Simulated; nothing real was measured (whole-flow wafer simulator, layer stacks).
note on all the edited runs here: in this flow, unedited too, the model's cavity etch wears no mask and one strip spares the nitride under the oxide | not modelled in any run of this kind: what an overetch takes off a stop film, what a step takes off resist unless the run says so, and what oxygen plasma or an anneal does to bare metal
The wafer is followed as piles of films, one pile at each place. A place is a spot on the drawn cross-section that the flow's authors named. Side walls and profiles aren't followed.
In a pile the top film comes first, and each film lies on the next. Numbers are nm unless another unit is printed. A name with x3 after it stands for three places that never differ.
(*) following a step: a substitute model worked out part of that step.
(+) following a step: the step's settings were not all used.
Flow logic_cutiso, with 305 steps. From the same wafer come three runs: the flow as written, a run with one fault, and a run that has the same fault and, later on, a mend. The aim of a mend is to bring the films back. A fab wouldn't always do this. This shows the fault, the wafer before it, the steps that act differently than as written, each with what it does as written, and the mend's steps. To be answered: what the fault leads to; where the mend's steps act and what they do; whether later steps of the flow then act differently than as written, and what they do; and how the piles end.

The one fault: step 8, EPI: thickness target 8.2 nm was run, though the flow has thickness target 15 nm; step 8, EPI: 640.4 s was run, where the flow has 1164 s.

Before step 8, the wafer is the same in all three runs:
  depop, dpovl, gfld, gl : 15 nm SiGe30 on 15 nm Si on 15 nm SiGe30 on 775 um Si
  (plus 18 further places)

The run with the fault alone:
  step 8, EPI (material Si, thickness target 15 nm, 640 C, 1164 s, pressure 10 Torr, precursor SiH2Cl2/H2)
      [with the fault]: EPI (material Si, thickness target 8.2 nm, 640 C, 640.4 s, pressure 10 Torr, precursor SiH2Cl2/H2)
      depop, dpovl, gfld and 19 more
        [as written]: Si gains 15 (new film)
        [with the fault]: Si gains 8.25 (new film)
  Steps further on in the flow that do not act as written (not shown: 2 more steps that differ only slightly, by at most 2% or 0.5 nm, whichever is larger):
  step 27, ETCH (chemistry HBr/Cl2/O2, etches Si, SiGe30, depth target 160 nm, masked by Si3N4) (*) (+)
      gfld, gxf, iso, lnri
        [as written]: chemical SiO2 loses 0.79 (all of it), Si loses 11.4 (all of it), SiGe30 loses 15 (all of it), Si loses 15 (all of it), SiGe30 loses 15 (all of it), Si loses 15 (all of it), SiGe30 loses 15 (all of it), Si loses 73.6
        [with the fault]: chemical SiO2 loses 0.79 (all of it), Si loses 11.4 (all of it), SiGe30 loses 15 (all of it), Si loses 8.25 (all of it), SiGe30 loses 15 (all of it), Si loses 15 (all of it), SiGe30 loses 15 (all of it), Si loses 80.4
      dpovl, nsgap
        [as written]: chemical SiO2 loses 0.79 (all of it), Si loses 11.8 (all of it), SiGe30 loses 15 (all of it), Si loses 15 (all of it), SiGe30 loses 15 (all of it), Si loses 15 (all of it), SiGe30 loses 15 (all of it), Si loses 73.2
        [with the fault]: chemical SiO2 loses 0.79 (all of it), Si loses 11.8 (all of it), SiGe30 loses 15 (all of it), Si loses 8.25 (all of it), SiGe30 loses 15 (all of it), Si loses 15 (all of it), SiGe30 loses 15 (all of it), Si loses 80
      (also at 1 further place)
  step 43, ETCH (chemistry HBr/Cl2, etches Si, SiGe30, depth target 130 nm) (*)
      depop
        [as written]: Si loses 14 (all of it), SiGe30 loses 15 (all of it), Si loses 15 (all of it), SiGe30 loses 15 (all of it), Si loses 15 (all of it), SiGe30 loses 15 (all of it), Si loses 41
        [with the fault]: Si loses 14 (all of it), SiGe30 loses 15 (all of it), Si loses 8.25 (all of it), SiGe30 loses 15 (all of it), Si loses 15 (all of it), SiGe30 loses 15 (all of it), Si loses 47.7
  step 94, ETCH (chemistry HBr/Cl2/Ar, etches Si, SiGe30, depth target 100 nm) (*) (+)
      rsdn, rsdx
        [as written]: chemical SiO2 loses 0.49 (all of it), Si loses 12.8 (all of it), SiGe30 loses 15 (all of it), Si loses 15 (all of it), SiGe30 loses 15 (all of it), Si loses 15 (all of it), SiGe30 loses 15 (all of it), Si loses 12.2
        [with the fault]: chemical SiO2 loses 0.49 (all of it), Si loses 12.8 (all of it), SiGe30 loses 15 (all of it), Si loses 8.25 (all of it), SiGe30 loses 15 (all of it), Si loses 15 (all of it), SiGe30 loses 15 (all of it), Si loses 18.9
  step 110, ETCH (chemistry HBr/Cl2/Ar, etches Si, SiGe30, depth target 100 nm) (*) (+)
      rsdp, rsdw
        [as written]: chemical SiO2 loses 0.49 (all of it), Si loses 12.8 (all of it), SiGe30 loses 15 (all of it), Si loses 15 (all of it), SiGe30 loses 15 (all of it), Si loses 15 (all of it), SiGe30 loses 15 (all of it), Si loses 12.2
        [with the fault]: chemical SiO2 loses 0.49 (all of it), Si loses 12.8 (all of it), SiGe30 loses 15 (all of it), Si loses 8.25 (all of it), SiGe30 loses 15 (all of it), Si loses 15 (all of it), SiGe30 loses 15 (all of it), Si loses 18.9
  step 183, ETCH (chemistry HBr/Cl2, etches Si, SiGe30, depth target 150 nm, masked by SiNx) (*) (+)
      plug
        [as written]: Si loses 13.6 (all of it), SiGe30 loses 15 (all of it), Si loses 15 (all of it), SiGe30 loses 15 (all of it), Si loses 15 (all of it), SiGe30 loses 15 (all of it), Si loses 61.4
        [with the fault]: Si loses 13.6 (all of it), SiGe30 loses 15 (all of it), Si loses 8.25 (all of it), SiGe30 loses 15 (all of it), Si loses 15 (all of it), SiGe30 loses 15 (all of it), Si loses 68.2
  The piles end different from the flow's at gl, glp, gxn and 6 more by more than 2% or 0.5 nm, whichever is larger.
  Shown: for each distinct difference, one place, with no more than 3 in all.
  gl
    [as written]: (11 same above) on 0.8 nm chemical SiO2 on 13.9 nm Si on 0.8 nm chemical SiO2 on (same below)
    [with the fault]: (11 same above) on 0.8 nm chemical SiO2 on 7.17 nm Si on 0.8 nm chemical SiO2 on (same below)
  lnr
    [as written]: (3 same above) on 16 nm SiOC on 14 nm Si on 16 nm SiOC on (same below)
    [with the fault]: (3 same above) on 16 nm SiOC on 7.22 nm Si on 16 nm SiOC on (same below)
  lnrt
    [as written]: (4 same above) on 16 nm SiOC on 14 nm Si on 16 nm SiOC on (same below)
    [with the fault]: (4 same above) on 16 nm SiOC on 7.22 nm Si on 16 nm SiOC on (same below)

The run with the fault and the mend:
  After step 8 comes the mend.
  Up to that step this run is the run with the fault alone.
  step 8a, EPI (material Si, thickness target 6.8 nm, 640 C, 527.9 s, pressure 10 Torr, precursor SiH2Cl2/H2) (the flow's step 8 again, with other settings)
      depop, dpovl, gfld and 19 more
        Si gains 6.8
  None of the later steps of the flow differs from how it acts as written, at any place that is followed, by more than 2% or 0.5 nm, whichever is larger.
  The piles end only slightly different from the flow's at the places that both follow, by no more than 2% or 0.5 nm, whichever is larger.
